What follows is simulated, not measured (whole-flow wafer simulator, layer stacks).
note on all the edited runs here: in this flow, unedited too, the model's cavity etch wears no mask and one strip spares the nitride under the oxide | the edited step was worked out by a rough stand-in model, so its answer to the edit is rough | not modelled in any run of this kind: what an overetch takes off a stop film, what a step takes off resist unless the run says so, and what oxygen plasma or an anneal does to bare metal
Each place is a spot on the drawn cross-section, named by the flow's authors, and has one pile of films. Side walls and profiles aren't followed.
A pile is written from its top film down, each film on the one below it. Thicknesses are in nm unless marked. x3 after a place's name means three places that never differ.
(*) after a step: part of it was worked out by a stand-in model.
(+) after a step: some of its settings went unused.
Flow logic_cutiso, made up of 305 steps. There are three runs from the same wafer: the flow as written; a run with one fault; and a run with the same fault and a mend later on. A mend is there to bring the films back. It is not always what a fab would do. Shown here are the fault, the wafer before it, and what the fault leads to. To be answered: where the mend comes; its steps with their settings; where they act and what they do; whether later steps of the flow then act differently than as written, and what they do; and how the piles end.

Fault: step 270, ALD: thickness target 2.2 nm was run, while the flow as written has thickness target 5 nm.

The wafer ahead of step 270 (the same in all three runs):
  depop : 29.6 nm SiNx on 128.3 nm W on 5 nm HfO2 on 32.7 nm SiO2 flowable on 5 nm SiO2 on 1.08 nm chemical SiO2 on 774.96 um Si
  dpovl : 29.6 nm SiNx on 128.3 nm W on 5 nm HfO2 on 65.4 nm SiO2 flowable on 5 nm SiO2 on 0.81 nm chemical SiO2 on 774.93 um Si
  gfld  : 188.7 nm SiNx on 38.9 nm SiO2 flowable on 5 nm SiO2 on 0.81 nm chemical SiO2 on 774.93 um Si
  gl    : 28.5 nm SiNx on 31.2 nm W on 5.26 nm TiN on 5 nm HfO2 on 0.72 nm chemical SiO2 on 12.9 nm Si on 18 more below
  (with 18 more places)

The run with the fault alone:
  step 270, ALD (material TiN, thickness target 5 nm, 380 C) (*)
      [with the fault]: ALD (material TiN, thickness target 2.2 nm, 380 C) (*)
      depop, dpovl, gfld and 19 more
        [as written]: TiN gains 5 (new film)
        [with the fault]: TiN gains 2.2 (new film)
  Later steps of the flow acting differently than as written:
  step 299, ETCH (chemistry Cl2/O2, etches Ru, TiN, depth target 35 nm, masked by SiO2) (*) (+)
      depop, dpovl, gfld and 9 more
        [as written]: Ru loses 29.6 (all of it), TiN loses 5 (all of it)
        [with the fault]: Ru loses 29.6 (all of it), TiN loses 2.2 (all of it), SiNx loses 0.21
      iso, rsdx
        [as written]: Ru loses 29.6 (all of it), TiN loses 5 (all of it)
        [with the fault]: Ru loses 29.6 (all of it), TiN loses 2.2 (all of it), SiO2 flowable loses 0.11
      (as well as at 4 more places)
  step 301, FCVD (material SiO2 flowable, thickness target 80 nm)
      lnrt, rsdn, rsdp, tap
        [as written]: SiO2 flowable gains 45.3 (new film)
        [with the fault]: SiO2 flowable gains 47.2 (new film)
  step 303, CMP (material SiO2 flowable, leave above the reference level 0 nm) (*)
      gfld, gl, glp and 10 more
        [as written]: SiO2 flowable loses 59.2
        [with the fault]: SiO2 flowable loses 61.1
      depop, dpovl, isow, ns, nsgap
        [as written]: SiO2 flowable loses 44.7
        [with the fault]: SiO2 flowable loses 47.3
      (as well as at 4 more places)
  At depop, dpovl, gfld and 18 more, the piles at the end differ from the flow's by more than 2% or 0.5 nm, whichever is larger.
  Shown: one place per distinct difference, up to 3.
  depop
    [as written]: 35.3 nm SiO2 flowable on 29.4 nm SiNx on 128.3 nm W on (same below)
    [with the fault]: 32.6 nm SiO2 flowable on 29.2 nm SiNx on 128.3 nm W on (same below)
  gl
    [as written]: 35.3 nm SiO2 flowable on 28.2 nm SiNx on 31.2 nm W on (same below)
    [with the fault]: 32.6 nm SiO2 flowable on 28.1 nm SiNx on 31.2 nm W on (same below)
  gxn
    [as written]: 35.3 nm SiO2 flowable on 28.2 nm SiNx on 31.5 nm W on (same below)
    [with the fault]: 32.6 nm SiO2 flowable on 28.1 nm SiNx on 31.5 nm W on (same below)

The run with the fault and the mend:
  The mend follows step 270.
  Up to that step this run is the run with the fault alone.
  step 270a, ALD (material TiN, thickness target 2.8 nm, 380 C) (*) (a further turn of the flow's step 270, with different settings)
      depop, dpovl, gfld and 19 more
        TiN gains 2.8
  Later steps of the flow that are run all act as written at every place that is followed.
  At every place that both follow, the piles at the end match the flow's.
